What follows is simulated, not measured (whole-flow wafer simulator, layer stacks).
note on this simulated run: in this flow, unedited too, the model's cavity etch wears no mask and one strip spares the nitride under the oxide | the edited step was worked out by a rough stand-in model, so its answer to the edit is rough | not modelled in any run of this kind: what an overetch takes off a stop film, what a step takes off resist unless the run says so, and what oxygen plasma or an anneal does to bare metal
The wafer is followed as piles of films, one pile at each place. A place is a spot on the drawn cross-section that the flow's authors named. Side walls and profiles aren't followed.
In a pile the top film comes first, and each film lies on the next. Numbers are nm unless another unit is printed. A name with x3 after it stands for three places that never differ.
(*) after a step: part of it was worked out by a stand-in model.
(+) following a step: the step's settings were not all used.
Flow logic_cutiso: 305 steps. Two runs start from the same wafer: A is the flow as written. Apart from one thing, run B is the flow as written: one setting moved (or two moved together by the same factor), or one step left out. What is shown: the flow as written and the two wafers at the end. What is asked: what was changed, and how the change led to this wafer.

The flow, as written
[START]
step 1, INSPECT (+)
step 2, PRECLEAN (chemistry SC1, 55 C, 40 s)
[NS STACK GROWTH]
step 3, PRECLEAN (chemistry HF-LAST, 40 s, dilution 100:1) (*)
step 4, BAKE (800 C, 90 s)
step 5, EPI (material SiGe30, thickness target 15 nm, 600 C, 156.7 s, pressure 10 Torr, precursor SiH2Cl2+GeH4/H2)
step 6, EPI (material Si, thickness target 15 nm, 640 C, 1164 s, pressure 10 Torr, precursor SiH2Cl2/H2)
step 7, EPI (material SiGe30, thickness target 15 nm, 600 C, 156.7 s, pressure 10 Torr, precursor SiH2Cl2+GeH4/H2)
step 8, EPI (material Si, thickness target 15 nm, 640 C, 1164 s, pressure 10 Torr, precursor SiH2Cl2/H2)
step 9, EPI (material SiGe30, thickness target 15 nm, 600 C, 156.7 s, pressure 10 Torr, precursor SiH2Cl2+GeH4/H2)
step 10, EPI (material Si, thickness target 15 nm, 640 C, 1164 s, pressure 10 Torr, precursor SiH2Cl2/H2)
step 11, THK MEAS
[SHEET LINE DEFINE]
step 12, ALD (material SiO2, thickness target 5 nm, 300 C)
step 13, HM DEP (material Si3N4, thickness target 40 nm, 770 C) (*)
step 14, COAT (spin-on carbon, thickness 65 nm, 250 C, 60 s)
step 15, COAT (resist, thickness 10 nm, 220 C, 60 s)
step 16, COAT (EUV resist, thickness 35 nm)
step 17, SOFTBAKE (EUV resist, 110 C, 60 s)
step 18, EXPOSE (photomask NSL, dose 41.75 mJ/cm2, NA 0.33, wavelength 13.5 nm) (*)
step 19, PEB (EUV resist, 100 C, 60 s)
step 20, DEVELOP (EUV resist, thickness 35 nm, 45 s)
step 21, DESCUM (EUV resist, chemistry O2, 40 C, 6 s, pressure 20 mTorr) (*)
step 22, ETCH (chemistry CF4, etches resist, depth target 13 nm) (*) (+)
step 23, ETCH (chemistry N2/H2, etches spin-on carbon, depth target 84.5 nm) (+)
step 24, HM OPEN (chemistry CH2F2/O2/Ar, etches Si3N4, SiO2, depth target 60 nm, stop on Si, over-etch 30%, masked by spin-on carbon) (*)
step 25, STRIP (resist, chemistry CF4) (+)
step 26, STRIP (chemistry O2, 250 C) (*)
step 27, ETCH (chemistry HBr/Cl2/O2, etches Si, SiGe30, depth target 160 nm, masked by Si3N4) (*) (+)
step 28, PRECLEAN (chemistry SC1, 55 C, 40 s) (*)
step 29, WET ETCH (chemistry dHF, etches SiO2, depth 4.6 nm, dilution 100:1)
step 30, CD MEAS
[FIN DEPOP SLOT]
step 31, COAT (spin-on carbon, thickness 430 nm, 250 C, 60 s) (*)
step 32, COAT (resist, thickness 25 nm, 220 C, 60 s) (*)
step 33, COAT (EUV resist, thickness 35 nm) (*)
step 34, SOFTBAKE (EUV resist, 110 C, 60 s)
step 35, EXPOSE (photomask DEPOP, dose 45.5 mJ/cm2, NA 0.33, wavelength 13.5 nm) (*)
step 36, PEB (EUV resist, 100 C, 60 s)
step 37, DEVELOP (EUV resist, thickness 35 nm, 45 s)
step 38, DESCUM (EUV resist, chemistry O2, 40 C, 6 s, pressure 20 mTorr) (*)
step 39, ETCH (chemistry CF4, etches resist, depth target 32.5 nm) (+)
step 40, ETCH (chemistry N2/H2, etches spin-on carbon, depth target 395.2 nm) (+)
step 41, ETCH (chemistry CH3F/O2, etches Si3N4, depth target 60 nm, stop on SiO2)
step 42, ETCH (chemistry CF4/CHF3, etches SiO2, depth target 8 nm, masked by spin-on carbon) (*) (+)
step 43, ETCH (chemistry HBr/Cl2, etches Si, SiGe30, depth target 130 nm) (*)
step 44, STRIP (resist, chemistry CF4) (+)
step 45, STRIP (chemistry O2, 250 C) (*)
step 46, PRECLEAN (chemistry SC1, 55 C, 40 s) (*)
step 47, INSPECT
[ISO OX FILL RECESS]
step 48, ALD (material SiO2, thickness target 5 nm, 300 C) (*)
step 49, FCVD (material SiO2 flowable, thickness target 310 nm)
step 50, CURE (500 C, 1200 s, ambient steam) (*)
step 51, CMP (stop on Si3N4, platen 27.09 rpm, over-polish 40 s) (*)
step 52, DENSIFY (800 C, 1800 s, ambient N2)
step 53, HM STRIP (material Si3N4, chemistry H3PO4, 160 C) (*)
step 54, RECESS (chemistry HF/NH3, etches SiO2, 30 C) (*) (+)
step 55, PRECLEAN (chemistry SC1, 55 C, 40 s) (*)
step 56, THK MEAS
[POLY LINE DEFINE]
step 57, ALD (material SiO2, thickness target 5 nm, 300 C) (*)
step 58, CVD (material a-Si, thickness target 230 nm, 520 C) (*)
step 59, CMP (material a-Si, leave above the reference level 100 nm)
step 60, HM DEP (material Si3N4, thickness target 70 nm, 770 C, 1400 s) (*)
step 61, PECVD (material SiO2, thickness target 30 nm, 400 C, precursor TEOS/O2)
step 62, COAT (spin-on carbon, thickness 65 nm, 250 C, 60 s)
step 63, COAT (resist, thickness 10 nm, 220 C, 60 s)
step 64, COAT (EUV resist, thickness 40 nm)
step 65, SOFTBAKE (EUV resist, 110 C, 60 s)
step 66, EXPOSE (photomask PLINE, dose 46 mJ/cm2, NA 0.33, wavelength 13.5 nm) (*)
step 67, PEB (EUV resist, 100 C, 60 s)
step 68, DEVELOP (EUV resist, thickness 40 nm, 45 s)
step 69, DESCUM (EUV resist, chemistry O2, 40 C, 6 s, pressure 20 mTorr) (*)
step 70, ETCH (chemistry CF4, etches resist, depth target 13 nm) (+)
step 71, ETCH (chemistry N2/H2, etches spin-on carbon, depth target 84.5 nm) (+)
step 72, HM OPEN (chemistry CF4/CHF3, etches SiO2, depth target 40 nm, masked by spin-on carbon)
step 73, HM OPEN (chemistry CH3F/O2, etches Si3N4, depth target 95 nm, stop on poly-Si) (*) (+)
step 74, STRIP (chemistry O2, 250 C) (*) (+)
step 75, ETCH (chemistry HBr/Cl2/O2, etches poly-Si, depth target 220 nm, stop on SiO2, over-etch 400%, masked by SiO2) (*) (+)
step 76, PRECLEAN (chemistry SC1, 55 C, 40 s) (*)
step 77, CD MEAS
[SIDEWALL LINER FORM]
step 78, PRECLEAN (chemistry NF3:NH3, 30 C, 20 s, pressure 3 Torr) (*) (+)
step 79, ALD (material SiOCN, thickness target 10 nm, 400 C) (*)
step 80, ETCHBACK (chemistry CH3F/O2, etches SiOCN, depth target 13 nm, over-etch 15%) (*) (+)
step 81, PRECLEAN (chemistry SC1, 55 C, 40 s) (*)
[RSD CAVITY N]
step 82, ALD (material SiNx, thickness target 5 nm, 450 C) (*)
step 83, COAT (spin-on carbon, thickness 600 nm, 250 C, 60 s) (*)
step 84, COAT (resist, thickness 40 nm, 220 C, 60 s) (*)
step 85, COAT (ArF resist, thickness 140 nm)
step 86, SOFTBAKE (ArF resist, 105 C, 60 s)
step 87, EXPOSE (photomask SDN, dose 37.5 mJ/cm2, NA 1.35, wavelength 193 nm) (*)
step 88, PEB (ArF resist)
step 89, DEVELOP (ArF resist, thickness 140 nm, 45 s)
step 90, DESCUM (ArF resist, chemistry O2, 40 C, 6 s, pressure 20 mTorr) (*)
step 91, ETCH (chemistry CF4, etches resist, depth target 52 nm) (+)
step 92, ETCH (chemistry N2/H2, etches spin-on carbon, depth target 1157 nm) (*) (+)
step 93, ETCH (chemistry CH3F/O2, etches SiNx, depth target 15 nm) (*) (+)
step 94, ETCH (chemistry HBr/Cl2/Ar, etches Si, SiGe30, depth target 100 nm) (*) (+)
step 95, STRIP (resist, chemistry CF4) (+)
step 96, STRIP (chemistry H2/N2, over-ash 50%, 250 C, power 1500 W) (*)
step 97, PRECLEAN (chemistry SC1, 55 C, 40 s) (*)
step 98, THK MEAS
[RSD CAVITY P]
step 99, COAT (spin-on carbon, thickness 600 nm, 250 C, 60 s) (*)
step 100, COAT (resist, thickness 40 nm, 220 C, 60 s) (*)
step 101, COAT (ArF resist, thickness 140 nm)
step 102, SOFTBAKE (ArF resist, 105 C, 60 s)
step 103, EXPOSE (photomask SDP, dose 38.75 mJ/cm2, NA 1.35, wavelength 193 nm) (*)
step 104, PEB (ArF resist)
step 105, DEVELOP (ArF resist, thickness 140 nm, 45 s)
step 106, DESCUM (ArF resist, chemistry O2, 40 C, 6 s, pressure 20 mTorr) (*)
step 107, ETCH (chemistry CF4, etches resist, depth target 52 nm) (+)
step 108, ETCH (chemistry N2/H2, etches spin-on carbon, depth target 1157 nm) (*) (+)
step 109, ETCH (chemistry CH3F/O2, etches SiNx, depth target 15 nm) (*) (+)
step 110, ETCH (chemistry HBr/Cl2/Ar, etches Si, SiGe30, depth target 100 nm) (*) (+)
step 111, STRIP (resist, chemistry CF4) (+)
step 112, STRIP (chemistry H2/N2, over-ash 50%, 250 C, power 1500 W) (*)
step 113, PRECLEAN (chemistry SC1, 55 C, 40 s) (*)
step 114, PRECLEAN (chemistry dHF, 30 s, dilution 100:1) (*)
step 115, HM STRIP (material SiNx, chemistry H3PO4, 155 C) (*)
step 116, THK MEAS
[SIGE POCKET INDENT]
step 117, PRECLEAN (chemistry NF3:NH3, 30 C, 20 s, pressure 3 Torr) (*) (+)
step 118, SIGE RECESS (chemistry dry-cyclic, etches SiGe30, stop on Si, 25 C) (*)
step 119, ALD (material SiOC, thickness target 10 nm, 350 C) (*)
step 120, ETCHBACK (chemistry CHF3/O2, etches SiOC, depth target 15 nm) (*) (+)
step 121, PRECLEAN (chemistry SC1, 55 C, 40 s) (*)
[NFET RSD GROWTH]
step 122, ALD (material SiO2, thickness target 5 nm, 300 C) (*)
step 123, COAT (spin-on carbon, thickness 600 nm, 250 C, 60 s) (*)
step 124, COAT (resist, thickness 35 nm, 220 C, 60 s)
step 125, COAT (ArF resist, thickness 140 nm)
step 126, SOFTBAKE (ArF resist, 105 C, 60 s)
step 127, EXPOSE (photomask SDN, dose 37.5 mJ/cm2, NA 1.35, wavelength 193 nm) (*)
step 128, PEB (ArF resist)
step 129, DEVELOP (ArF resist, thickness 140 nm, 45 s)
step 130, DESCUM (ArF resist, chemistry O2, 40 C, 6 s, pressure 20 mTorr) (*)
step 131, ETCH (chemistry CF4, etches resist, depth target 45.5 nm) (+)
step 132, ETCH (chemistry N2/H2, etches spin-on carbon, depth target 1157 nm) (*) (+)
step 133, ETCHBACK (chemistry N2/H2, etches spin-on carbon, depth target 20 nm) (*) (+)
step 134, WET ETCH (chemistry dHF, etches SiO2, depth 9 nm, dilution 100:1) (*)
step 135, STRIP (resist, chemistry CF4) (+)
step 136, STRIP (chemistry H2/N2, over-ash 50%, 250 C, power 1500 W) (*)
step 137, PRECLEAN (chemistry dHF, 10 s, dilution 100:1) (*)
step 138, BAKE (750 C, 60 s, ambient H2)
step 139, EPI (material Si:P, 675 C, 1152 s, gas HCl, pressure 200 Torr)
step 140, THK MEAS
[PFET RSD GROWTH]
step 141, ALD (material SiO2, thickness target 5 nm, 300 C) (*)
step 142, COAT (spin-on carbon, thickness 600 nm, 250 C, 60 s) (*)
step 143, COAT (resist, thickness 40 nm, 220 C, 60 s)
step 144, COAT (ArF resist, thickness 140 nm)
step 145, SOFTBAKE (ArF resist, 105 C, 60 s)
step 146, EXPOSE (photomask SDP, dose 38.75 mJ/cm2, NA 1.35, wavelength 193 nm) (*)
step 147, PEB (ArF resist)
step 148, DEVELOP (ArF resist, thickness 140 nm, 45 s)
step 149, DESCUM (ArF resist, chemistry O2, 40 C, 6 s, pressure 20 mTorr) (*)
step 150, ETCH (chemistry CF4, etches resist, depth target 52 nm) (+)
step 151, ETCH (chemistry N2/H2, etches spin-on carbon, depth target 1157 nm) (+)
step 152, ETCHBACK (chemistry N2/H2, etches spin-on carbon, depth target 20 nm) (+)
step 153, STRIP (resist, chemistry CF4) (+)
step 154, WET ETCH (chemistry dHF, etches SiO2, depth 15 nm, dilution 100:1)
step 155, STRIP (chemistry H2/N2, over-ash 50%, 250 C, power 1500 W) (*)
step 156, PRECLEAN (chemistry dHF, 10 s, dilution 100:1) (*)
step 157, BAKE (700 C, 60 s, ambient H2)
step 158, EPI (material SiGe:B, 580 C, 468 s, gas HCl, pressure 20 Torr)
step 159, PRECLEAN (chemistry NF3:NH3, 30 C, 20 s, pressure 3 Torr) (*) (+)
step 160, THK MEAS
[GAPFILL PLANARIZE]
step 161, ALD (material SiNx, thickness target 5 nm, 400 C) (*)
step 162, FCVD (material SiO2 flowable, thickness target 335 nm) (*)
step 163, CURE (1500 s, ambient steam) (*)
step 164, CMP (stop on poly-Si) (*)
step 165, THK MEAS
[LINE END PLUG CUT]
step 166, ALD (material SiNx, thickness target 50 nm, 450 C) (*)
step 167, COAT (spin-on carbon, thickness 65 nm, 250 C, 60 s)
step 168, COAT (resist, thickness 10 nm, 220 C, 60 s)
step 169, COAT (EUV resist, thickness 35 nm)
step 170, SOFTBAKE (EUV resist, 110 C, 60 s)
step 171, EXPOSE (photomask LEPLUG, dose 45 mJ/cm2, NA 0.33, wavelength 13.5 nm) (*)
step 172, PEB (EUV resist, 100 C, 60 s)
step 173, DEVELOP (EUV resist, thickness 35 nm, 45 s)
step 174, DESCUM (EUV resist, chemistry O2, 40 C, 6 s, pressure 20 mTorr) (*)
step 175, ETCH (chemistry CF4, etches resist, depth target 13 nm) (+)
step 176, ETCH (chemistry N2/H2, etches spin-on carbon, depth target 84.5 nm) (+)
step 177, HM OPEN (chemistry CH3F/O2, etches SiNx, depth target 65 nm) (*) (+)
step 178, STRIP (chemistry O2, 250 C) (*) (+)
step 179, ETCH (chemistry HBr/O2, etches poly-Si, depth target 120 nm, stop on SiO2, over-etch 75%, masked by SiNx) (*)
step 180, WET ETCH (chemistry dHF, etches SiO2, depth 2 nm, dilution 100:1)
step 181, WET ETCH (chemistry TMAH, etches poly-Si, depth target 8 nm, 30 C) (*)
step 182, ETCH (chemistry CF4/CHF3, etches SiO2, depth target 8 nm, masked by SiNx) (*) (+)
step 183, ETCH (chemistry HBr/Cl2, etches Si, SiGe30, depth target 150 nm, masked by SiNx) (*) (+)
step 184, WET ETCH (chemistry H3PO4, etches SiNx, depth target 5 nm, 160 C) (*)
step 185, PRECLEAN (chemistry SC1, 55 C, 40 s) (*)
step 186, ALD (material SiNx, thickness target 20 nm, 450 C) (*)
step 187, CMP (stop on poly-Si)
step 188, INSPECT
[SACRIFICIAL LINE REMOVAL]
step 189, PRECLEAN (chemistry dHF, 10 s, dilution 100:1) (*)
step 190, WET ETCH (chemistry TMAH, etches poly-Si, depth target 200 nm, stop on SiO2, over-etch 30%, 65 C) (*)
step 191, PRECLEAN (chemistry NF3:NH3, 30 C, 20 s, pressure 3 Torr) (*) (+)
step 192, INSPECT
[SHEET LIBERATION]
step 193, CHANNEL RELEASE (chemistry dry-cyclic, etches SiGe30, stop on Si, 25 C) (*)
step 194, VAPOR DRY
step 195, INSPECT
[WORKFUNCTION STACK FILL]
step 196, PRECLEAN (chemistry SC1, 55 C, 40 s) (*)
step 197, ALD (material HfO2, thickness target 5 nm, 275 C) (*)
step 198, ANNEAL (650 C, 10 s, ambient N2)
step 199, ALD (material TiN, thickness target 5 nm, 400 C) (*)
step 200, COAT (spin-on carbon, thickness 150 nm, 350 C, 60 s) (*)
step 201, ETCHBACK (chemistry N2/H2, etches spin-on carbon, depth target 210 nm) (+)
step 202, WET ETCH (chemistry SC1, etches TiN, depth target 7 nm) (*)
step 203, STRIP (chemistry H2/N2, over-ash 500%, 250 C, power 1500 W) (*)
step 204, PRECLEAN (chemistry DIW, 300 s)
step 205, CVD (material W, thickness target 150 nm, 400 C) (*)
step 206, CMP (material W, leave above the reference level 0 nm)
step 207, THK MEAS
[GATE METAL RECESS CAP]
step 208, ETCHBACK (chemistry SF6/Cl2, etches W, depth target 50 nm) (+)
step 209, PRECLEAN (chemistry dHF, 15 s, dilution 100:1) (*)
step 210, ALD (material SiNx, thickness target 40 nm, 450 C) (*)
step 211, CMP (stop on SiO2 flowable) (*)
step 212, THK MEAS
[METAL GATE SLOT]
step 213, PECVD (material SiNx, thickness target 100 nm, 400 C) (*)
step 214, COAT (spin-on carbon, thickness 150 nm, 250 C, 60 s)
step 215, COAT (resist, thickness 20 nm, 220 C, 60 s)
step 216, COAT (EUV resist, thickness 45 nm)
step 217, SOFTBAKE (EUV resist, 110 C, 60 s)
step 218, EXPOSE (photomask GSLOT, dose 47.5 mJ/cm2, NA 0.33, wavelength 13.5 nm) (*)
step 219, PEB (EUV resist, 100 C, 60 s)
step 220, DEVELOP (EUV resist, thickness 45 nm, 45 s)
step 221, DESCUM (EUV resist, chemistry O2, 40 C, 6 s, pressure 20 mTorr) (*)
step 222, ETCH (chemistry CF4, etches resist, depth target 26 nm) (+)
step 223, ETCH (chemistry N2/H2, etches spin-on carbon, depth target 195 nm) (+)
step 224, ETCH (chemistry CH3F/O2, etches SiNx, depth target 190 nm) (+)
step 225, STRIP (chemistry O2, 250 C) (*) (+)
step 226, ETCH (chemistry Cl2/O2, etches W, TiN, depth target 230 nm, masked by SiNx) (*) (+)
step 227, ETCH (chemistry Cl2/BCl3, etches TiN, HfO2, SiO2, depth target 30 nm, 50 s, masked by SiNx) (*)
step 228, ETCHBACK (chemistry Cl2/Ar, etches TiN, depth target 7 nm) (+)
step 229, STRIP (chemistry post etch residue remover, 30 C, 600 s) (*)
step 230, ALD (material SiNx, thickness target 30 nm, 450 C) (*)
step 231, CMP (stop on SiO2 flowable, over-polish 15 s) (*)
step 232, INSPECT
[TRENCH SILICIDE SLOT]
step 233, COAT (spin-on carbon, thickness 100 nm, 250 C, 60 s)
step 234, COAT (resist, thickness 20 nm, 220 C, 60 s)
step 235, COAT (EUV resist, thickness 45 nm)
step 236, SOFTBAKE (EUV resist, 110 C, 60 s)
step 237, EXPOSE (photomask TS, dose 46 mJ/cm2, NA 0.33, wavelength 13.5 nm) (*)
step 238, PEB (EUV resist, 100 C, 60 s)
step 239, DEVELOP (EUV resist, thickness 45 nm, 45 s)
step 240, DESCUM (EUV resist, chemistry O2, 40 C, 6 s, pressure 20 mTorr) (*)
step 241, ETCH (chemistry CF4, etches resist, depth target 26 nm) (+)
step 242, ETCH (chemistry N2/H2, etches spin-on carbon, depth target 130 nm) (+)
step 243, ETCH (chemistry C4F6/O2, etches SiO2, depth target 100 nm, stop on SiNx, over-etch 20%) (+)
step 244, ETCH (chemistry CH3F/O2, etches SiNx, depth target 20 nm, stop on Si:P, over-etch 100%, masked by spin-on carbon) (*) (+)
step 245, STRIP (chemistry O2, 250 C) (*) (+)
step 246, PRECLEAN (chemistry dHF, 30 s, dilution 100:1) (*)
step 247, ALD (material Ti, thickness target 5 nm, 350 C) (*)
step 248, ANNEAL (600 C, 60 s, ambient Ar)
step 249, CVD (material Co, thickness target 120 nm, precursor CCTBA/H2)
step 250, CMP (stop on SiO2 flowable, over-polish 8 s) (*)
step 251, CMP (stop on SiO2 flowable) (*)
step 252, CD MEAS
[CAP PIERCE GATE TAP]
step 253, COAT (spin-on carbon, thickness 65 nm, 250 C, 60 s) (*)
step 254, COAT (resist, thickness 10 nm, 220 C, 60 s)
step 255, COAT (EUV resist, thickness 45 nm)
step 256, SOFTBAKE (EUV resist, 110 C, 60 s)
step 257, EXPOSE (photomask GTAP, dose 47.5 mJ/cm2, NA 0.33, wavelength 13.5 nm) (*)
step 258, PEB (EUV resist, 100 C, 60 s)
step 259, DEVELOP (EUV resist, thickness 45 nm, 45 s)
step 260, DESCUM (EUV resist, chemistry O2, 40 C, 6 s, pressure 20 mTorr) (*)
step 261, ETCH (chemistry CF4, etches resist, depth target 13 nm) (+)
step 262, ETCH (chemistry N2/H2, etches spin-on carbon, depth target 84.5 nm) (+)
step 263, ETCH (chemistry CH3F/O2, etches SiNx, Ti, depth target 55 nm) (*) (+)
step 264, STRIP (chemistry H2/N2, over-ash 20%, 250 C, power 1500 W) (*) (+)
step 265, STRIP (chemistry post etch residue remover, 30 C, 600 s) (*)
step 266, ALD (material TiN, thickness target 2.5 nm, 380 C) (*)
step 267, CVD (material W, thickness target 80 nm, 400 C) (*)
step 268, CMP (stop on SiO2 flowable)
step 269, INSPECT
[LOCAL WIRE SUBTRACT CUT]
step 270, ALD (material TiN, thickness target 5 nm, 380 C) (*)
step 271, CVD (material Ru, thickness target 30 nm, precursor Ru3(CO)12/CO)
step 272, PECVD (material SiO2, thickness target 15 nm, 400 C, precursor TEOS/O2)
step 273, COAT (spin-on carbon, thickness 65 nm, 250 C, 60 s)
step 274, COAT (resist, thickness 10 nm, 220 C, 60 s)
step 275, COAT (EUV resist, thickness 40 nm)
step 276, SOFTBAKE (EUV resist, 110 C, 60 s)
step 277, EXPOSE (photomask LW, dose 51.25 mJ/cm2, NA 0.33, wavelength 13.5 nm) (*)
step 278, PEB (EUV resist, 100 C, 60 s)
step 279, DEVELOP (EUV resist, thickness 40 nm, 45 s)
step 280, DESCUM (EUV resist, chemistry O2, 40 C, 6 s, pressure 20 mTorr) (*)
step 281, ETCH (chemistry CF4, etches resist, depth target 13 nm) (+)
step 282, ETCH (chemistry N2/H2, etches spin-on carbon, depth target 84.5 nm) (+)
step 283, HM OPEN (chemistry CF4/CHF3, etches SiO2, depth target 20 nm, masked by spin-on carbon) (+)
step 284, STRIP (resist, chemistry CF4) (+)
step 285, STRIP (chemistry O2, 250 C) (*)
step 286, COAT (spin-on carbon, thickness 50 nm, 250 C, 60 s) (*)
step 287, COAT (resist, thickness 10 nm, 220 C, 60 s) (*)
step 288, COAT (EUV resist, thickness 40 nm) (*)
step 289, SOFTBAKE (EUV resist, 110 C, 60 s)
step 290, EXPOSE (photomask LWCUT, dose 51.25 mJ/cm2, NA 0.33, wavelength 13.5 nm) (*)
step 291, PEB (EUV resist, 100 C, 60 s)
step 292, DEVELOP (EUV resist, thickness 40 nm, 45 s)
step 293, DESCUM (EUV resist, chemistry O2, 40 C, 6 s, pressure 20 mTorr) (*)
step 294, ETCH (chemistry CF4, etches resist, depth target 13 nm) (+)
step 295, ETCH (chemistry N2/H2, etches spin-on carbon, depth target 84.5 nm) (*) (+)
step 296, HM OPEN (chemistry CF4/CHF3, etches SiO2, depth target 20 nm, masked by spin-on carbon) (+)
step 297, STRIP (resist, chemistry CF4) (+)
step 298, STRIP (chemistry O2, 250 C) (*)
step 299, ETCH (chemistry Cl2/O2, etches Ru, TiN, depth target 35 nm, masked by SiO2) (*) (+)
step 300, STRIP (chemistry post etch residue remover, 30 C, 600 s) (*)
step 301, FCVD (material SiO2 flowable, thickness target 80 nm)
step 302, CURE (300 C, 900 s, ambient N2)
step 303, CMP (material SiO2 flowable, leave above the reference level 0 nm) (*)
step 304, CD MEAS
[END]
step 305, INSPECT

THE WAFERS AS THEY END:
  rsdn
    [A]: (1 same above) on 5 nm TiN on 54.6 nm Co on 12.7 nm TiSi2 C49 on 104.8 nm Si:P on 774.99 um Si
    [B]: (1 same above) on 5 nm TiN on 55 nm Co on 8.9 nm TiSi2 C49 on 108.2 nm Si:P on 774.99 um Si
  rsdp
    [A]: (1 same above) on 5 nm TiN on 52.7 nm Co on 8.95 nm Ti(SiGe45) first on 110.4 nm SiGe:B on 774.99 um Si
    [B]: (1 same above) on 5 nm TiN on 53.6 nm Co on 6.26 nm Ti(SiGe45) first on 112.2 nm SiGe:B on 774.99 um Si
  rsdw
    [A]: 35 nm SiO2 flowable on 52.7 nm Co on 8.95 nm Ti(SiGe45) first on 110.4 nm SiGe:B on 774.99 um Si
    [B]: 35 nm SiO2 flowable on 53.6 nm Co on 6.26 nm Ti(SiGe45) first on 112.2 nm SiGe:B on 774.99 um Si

Cause: step 247, ALD: thickness target 3.5 nm was run, though the flow has thickness target 5 nm.

Step by step, how the change led to this:
  step 247, ALD (material Ti, thickness target 5 nm, 350 C) (*)
      depop, dpovl, gfld and 19 more: A Ti gains 5 (new film) | B Ti gains 3.5 (new film)
  step 248, ANNEAL (600 C, 60 s, ambient Ar)
      rsdp, rsdw: A Ti(SiGe45) first gains 8.95 (new film), Ti loses 5 (all of it), SiGe:B loses 5.98 | B Ti(SiGe45) first gains 6.26 (new film), Ti loses 3.5 (all of it), SiGe:B loses 4.19
      rsdn: A TiSi2 C49 gains 12.7 (new film), Ti loses 5 (all of it), Si:P loses 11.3 | B TiSi2 C49 gains 8.9 (new film), Ti loses 3.5 (all of it), Si:P loses 7.94
  step 250, CMP (stop on SiO2 flowable, over-polish 8 s) (*)
      rsdx: A Co loses 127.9 (all of it) | B Co loses 126.3
      gl, glp, gxf, gxn, gxp, tap: A Co loses 120.3 (all of it), Ti loses 5 (all of it), SiNx loses 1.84 | B Co loses 120.3 (all of it), Ti loses 3.5 (all of it), SiNx loses 1.84
      (also at 11 further places)
  step 251, CMP (stop on SiO2 flowable) (*)
      rsdx: A Ti loses 5 (all of it) | B Co loses 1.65 (all of it), Ti loses 3.5 (all of it)
      iso: A Co loses 1.22 (all of it), Ti loses 4.34 | B Co loses 2.72 (all of it), Ti loses 2.84
